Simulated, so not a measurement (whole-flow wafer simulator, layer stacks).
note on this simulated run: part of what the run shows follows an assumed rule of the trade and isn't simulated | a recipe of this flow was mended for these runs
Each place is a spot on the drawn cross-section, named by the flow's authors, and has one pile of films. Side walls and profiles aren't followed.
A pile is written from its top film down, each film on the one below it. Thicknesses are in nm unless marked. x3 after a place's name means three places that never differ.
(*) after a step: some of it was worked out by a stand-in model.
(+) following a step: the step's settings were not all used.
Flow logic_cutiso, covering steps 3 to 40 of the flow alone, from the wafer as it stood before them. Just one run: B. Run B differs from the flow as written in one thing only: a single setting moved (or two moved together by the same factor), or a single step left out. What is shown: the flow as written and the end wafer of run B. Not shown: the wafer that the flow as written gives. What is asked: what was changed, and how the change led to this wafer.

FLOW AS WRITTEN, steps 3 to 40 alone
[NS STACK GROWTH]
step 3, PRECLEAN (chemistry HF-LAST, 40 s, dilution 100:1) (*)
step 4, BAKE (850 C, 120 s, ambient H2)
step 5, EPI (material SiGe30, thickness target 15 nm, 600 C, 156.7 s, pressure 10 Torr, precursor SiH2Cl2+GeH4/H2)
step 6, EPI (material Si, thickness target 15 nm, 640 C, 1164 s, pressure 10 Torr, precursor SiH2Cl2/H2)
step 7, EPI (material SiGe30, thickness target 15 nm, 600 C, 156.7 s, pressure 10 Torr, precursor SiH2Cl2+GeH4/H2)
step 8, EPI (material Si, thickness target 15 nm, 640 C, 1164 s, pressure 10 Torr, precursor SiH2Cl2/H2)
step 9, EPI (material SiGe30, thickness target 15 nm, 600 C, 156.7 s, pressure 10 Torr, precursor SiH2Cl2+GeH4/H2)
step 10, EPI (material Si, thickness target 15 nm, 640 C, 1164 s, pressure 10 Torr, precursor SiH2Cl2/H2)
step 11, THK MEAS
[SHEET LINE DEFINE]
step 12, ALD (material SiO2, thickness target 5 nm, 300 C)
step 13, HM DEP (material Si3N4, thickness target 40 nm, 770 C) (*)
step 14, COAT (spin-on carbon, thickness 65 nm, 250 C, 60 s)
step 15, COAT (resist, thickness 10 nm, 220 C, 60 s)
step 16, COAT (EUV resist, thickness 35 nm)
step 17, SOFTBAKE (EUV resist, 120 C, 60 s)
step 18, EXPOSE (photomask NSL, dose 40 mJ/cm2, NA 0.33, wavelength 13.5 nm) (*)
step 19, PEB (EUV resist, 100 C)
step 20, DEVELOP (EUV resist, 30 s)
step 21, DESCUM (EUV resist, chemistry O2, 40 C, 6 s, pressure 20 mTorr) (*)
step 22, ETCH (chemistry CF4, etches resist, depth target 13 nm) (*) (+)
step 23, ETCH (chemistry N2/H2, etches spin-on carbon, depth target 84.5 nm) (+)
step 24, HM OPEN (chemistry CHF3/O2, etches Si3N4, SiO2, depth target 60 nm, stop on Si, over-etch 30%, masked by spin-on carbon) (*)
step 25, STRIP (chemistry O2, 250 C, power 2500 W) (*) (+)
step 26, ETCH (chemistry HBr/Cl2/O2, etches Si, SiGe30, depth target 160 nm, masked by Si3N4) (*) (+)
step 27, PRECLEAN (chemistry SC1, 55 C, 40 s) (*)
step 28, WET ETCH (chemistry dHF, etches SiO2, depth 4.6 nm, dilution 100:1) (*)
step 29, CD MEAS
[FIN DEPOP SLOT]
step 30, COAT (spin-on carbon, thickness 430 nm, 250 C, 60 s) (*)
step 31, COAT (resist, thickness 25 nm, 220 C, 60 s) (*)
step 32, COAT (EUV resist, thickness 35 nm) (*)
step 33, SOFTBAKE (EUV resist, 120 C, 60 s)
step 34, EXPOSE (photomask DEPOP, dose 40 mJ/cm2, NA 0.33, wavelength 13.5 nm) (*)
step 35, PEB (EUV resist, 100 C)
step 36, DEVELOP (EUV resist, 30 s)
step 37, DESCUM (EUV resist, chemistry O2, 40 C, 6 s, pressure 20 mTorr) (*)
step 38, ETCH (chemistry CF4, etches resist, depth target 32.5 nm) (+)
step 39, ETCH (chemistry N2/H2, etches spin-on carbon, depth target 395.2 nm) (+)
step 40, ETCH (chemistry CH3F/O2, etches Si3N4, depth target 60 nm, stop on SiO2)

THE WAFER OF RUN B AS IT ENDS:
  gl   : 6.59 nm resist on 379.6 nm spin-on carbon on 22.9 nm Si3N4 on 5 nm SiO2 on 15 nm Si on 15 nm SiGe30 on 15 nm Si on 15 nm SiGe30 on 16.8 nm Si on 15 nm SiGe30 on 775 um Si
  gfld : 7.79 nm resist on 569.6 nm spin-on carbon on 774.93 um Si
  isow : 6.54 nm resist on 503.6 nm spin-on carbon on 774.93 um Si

Cause: step 6, EPI: thickness target 16.8 nm was run, whereas the flow has thickness target 15 nm; step 6, EPI: 1304 s was run, where the flow has 1164 s.
The wafer itself shows it: gl has Si 16.8, and step 6 as written asks for 15 nm.

How this came from the change, step by step:
  step 6, EPI (material Si, thickness target 15 nm, 640 C, 1164 s, pressure 10 Torr, precursor SiH2Cl2/H2)
      depop, dpovl, gfld and 19 more: +16.8 Si (new film) (in the flow as written it would be: +15 Si (new film))
  step 26, ETCH (chemistry HBr/Cl2/O2, etches Si, SiGe30, depth target 160 nm, masked by Si3N4) (*) (+)
      dpovl, gfld, gxf, iso, isow, lnri, nsgap: -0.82 chemical SiO2 (all of it), -12 Si (all of it), -15 SiGe30 (all of it), -15 Si (all of it), -15 SiGe30 (all of it), -16.8 Si (all of it), -15 SiGe30 (all of it), -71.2 Si (in the flow as written it would be: -0.82 chemical SiO2 (all of it), -12 Si (all of it), -15 SiGe30 (all of it), -15 Si (all of it), -15 SiGe30 (all of it), -15 Si (all of it), -15 SiGe30 (all of it), -73 Si)
